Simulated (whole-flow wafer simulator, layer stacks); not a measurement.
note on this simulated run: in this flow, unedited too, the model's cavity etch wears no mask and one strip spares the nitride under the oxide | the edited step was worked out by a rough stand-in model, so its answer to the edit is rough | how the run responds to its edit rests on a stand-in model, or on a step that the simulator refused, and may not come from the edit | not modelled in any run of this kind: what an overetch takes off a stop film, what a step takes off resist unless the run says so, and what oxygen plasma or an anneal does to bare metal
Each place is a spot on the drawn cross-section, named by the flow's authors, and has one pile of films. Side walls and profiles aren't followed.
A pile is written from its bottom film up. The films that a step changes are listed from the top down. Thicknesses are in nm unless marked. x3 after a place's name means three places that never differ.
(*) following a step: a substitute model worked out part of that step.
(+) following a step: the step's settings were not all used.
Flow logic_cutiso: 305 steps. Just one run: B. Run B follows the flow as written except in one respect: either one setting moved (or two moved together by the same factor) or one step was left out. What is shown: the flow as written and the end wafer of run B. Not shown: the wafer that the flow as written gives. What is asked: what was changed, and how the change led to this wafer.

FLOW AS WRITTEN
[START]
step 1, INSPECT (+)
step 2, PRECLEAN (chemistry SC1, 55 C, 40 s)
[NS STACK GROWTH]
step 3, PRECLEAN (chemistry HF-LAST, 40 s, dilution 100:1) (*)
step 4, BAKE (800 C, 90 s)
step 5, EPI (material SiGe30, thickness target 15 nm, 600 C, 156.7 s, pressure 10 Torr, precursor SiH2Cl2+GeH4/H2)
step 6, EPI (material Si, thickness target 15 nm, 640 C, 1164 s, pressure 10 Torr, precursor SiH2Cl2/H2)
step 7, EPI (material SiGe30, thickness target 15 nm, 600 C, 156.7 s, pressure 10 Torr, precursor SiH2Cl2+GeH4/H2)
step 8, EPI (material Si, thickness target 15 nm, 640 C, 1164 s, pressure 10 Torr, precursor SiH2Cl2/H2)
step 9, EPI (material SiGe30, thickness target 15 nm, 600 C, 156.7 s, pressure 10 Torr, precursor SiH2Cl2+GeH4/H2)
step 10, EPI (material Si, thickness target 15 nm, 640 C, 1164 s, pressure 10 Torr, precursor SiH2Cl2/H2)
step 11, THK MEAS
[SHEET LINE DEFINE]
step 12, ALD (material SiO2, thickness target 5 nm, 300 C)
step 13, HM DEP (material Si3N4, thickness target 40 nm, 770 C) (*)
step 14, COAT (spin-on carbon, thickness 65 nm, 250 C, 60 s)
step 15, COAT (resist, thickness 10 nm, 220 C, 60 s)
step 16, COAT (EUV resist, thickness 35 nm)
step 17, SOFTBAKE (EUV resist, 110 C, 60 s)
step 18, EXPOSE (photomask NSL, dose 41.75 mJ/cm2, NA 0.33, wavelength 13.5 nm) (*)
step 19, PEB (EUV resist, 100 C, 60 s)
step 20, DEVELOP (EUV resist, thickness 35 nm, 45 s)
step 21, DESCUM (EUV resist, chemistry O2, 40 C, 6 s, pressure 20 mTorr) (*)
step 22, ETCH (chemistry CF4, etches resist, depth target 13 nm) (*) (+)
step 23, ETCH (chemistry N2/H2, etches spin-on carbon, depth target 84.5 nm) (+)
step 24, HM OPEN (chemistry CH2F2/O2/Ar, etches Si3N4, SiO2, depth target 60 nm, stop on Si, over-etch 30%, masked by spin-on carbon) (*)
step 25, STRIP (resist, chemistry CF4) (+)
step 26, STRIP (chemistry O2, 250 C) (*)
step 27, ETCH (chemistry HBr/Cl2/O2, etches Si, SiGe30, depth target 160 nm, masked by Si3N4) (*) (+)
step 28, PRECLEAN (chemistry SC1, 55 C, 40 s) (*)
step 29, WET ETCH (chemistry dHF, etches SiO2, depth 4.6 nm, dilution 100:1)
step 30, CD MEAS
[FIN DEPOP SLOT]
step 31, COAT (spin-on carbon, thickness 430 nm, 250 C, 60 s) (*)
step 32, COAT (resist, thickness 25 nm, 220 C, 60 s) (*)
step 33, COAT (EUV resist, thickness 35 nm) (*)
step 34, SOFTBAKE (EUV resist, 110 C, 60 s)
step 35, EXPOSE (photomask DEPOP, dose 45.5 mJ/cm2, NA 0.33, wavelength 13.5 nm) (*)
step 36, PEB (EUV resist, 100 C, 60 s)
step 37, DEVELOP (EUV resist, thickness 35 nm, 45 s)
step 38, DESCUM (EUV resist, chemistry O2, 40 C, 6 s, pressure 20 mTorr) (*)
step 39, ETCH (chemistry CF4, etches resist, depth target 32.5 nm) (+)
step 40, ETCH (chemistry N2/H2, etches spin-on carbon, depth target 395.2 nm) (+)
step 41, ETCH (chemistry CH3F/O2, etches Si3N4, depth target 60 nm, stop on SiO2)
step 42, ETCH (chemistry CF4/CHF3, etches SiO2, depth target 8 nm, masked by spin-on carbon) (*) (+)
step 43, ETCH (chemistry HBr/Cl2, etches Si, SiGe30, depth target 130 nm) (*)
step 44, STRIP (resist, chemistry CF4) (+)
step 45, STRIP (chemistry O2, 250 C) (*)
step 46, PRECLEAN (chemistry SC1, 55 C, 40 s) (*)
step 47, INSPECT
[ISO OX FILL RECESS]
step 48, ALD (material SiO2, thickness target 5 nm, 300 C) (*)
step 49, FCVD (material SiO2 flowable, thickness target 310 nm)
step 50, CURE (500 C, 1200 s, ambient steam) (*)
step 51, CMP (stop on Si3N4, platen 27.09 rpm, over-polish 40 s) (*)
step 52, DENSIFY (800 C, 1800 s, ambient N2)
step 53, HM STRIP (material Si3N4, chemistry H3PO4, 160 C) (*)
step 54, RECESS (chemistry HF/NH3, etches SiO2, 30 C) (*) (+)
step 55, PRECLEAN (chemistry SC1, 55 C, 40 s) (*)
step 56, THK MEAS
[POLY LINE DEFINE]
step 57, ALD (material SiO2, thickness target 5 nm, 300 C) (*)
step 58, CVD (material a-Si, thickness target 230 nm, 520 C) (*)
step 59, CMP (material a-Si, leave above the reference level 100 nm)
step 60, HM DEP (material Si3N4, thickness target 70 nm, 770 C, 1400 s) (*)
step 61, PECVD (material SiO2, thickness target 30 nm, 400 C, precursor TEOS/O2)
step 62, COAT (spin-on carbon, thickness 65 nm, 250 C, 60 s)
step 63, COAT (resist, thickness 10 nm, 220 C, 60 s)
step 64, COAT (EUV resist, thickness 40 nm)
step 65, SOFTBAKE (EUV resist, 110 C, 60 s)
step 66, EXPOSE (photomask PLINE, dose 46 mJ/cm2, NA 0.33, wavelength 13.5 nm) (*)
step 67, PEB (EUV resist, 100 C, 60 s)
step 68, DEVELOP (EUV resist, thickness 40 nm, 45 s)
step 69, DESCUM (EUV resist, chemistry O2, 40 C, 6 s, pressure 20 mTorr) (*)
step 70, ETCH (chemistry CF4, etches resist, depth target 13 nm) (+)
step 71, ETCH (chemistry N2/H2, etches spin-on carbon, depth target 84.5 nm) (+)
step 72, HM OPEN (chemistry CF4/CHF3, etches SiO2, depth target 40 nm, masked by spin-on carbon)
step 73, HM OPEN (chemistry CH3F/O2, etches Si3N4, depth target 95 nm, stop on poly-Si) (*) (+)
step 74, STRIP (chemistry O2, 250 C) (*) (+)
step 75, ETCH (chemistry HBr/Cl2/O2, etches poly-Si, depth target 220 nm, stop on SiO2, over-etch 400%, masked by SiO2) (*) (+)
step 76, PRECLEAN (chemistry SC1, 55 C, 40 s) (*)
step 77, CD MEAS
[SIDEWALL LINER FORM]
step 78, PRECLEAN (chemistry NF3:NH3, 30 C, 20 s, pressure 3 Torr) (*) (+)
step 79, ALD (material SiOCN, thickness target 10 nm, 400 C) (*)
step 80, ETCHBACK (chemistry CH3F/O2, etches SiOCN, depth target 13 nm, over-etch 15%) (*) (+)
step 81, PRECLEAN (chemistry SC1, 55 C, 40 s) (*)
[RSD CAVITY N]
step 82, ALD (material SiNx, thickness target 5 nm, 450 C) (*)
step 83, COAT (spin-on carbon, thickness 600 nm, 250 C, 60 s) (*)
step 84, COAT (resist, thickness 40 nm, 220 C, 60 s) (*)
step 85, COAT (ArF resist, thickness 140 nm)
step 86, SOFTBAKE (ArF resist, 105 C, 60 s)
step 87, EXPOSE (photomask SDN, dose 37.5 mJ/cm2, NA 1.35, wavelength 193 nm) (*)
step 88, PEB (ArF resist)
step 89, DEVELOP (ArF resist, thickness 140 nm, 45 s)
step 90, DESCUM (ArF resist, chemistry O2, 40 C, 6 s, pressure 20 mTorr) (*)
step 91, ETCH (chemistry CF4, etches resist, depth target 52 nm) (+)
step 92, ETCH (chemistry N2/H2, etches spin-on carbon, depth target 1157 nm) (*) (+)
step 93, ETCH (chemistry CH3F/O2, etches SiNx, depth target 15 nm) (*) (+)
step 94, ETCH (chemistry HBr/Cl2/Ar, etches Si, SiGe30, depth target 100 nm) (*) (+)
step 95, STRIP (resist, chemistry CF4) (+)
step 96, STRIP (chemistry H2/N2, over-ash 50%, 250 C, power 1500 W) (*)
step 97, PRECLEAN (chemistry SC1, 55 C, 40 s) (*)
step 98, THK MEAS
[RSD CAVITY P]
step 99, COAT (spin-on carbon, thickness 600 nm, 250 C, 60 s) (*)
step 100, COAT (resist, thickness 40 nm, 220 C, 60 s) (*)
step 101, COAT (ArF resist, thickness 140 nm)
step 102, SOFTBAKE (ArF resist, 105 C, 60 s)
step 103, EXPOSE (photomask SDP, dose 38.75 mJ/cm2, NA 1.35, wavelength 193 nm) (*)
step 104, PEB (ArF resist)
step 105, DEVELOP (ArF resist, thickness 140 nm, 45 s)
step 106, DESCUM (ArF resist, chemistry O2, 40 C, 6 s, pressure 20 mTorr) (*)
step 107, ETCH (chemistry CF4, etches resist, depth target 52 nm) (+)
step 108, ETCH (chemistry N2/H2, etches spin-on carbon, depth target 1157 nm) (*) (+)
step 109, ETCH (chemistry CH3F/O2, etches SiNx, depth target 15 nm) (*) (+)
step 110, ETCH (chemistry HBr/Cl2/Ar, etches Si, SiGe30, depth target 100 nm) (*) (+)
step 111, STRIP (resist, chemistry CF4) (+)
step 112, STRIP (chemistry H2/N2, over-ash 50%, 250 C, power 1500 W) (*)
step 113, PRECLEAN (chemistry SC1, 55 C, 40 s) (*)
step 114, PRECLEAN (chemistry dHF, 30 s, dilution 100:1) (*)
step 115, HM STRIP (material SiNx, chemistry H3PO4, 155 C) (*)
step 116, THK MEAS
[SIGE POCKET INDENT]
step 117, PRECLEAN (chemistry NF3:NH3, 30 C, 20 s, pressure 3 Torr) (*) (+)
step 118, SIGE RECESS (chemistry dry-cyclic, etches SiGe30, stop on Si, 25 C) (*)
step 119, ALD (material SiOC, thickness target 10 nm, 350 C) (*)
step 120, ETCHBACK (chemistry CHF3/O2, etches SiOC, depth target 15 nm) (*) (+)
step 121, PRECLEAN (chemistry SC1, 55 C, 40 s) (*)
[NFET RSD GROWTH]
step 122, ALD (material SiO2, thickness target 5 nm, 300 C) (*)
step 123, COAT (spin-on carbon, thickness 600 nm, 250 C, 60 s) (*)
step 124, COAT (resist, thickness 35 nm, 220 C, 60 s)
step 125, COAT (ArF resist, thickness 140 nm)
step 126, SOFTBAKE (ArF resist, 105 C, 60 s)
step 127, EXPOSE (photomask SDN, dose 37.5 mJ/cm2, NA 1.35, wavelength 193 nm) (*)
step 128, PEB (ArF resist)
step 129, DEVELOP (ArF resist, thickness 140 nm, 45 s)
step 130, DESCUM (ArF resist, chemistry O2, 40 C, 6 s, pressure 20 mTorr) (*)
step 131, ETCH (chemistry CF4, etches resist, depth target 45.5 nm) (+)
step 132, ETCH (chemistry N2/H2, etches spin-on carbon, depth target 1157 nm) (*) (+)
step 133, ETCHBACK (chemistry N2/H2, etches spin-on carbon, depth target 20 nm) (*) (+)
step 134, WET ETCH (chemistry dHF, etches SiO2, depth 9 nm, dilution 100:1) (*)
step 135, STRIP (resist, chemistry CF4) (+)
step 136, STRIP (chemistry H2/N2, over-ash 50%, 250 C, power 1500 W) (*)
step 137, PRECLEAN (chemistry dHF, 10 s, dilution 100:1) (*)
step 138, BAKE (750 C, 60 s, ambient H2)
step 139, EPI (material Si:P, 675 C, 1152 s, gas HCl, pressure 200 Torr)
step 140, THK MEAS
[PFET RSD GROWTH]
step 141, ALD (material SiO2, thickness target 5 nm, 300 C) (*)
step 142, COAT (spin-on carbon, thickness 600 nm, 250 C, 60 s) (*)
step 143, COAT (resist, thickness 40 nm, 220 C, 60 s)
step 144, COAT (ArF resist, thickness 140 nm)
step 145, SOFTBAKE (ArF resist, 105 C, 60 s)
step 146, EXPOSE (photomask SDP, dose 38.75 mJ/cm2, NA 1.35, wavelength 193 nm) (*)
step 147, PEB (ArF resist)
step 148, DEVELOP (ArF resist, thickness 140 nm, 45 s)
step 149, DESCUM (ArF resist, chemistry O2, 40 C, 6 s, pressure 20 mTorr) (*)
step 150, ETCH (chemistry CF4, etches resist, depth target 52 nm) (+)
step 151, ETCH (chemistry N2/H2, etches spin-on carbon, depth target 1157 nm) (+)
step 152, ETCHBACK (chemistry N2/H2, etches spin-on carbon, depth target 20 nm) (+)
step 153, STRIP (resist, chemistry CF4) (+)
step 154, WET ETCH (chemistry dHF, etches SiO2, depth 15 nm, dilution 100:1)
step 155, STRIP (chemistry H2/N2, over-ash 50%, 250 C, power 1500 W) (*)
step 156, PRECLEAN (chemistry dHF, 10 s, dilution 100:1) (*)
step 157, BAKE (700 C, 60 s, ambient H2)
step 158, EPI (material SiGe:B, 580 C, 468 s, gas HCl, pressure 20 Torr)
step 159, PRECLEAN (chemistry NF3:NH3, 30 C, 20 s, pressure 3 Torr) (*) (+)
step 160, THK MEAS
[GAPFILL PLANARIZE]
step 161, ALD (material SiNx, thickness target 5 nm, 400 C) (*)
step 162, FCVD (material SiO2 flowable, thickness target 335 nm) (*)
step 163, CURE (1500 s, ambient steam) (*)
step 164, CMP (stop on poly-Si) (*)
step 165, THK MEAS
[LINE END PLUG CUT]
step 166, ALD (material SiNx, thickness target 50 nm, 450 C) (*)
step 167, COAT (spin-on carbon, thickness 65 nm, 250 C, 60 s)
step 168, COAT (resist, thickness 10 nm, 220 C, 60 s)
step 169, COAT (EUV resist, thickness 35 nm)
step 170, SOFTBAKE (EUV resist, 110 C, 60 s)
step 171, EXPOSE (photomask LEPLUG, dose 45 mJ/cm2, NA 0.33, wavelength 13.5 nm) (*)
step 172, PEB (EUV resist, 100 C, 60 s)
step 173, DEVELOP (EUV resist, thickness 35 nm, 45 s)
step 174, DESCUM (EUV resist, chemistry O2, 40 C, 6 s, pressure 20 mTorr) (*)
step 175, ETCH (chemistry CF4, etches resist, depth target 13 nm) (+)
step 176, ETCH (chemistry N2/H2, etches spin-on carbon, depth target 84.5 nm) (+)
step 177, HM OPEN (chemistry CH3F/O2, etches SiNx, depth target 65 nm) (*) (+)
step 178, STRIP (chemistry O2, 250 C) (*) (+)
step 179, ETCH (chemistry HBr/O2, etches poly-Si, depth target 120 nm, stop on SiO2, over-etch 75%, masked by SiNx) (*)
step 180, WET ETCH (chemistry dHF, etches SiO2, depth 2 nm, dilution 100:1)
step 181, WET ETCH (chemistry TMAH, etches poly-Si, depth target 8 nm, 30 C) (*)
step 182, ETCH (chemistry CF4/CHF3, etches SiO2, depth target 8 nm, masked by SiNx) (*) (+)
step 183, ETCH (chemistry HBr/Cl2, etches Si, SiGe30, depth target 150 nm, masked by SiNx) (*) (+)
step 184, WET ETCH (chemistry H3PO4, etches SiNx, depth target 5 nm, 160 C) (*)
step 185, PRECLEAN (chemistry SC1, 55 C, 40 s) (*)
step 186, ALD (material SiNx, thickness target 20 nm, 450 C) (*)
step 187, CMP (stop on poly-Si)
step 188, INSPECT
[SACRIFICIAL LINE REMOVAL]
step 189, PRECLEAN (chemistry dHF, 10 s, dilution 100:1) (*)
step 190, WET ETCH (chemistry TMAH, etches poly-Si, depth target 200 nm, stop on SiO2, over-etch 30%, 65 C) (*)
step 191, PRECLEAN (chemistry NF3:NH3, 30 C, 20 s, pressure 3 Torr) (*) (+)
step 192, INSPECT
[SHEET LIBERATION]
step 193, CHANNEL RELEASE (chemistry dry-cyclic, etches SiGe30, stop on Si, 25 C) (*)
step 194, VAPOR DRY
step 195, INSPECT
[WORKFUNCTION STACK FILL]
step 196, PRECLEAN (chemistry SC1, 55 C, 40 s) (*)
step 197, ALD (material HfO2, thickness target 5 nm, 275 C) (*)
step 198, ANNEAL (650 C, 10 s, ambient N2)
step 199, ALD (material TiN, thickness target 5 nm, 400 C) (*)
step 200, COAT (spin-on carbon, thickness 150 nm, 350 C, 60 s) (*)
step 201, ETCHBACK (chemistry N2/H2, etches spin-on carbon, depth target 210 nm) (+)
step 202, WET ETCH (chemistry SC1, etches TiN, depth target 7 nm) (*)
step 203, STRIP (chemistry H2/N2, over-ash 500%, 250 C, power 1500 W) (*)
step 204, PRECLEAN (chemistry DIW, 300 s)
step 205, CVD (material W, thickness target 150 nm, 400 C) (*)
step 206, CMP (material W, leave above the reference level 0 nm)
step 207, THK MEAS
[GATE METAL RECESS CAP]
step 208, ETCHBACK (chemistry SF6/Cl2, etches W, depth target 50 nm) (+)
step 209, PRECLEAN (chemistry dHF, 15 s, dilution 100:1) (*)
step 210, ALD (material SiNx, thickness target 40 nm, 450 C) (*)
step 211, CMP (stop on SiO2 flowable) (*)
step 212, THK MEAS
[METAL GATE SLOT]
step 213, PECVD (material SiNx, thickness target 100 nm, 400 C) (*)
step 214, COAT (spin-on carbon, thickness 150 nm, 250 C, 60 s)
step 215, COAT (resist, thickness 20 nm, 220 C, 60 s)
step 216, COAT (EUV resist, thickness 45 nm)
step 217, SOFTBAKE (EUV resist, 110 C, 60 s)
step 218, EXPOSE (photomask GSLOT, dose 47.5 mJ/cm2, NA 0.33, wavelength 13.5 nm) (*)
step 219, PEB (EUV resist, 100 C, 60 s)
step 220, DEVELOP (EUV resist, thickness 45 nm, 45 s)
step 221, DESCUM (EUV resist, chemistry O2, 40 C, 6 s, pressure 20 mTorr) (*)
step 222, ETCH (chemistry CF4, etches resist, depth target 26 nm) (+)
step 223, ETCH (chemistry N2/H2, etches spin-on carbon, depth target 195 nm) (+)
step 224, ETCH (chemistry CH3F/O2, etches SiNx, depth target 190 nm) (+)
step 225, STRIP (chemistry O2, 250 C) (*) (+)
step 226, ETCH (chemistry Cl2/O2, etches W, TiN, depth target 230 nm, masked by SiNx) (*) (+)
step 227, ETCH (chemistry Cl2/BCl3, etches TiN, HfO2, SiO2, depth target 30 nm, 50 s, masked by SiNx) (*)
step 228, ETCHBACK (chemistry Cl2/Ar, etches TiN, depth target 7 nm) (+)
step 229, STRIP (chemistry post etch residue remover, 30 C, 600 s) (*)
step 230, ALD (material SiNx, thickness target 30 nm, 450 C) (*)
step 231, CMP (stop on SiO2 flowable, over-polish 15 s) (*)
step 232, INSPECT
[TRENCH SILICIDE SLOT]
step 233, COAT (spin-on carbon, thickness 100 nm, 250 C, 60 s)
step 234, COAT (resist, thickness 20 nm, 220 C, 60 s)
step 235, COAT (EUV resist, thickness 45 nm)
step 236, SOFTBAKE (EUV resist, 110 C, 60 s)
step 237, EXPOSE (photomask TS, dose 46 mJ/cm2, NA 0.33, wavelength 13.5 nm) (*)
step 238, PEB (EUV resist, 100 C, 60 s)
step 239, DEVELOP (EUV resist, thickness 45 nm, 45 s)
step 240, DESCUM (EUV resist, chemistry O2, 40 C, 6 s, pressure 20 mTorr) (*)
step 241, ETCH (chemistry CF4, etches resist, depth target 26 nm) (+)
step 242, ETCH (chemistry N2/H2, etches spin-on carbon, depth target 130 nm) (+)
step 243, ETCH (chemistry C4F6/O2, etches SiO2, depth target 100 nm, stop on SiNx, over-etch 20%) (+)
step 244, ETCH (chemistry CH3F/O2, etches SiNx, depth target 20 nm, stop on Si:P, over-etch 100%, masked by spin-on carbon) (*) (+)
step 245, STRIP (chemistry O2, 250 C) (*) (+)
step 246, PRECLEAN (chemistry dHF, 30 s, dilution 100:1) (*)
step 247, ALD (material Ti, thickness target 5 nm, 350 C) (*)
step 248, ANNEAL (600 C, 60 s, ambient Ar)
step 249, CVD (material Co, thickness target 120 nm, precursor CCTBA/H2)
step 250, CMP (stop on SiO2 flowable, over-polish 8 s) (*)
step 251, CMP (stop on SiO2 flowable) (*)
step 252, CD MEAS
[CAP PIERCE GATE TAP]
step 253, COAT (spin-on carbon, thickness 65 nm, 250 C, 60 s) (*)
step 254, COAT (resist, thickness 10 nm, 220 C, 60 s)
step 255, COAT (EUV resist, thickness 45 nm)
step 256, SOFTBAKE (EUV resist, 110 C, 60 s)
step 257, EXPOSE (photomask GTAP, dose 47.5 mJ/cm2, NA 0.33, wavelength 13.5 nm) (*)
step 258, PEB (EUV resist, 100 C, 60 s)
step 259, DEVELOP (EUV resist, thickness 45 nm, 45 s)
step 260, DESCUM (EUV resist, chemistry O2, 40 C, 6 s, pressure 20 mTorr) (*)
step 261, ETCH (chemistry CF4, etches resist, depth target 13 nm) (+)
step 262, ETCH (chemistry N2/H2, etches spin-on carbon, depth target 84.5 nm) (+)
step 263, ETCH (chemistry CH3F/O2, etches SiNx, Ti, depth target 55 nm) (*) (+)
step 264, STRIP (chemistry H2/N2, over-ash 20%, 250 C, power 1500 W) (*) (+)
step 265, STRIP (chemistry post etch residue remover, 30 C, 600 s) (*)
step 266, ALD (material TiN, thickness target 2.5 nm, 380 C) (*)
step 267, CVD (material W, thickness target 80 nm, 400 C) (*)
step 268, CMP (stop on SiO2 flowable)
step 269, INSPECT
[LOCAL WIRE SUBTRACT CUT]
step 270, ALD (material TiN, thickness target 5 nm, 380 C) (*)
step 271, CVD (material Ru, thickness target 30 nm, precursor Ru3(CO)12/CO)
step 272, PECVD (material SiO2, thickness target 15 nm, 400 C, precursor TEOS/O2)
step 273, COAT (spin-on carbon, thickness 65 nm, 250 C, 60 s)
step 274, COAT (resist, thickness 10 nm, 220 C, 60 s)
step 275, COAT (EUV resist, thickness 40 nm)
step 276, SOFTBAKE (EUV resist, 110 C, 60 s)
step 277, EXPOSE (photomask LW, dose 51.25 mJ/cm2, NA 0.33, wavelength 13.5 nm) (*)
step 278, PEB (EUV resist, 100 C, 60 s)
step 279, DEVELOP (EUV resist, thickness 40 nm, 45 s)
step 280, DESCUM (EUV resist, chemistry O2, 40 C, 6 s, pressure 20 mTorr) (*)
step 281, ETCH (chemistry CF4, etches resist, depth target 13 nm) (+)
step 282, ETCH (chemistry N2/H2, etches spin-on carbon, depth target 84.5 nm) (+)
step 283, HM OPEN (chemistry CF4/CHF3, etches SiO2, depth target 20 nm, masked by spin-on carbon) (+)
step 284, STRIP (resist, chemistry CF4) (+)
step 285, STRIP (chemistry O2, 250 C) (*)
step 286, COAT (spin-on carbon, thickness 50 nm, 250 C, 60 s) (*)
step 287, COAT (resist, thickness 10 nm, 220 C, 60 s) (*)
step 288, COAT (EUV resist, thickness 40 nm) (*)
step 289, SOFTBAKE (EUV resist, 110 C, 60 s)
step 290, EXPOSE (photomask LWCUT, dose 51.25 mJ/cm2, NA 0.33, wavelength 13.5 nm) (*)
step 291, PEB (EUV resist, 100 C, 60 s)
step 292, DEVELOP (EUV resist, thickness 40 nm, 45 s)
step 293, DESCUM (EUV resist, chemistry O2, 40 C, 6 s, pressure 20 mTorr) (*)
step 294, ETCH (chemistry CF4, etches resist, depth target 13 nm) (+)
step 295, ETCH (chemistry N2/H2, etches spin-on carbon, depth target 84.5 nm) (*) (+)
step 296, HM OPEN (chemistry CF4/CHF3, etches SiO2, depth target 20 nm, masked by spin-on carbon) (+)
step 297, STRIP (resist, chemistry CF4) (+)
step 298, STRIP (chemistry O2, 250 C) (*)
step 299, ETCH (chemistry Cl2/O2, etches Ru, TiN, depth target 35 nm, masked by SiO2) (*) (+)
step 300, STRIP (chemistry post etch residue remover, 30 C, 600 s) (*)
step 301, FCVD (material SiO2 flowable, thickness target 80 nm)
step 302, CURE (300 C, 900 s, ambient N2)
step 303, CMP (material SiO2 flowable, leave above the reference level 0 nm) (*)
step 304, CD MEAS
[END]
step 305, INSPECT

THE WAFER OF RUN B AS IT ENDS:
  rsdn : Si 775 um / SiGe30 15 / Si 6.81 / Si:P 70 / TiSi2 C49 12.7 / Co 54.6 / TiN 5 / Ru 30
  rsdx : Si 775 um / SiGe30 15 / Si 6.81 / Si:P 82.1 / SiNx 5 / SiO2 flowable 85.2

The reason: step 94, ETCH: depth target 60 nm was run, while the flow as written has depth target 100 nm.

The path from the change to this, step by step:
  step 94, ETCH (chemistry HBr/Cl2/Ar, etches Si, SiGe30, depth target 100 nm) (*) (+)
      rsdn, rsdx: -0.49 chemical SiO2 (all of it), -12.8 Si (all of it), -15 SiGe30 (all of it), -15 Si (all of it), -15 SiGe30 (all of it), -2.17 Si (it would be, as written: -0.49 chemical SiO2 (all of it), -12.8 Si (all of it), -15 SiGe30 (all of it), -15 Si (all of it), -15 SiGe30 (all of it), -15 Si (all of it), -15 SiGe30 (all of it), -12.2 Si)
  step 99, COAT (spin-on carbon, thickness 600 nm, 250 C, 60 s) (*)
      rsdn: +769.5 spin-on carbon (new film) (it would be, as written: +802.8 spin-on carbon (new film))
      rsdx: +769.4 spin-on carbon (new film) (it would be, as written: +802.8 spin-on carbon (new film))
  step 112, STRIP (chemistry H2/N2, over-ash 50%, 250 C, power 1500 W) (*)
      rsdn: -769.5 spin-on carbon (all of it) (it would be, as written: -802.8 spin-on carbon (all of it))
      rsdx: -769.4 spin-on carbon (all of it) (it would be, as written: -802.8 spin-on carbon (all of it))
  step 120, ETCHBACK (chemistry CHF3/O2, etches SiOC, depth target 15 nm) (*) (+)
      rsdn, rsdx: -10 SiOC (all of it), -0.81 Si (it would be, as written: -10 SiOC (all of it))
  step 123, COAT (spin-on carbon, thickness 600 nm, 250 C, 60 s) (*)
      rsdn, rsdx: +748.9 spin-on carbon (new film) (it would be, as written: +783.3 spin-on carbon (new film))
  step 132, ETCH (chemistry N2/H2, etches spin-on carbon, depth target 1157 nm) (*) (+)
      rsdn, rsdx: -743.6 spin-on carbon (all of it), -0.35 SiO2 (it would be, as written: -778.1 spin-on carbon (all of it))
      depop, dpovl, gfld and 12 more: -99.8 ArF resist (all of it), -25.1 resist (it would be, as written: -99.8 ArF resist (all of it), -25.7 resist)
  step 135, STRIP (resist, chemistry CF4) (+)
      rsdn, rsdx: -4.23 Si (it would be, as written: nothing)
      depop, dpovl, gxf, isow, lnrp, ns, nsgap, plug: -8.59 resist (all of it) (it would be, as written: -7.93 resist (all of it))
      (as well as at 12 more places)
  step 139, EPI (material Si:P, 675 C, 1152 s, gas HCl, pressure 200 Torr)
      rsdn, rsdx: +82.1 Si:P (new film) (it would be, as written: +116.9 Si:P (new film))
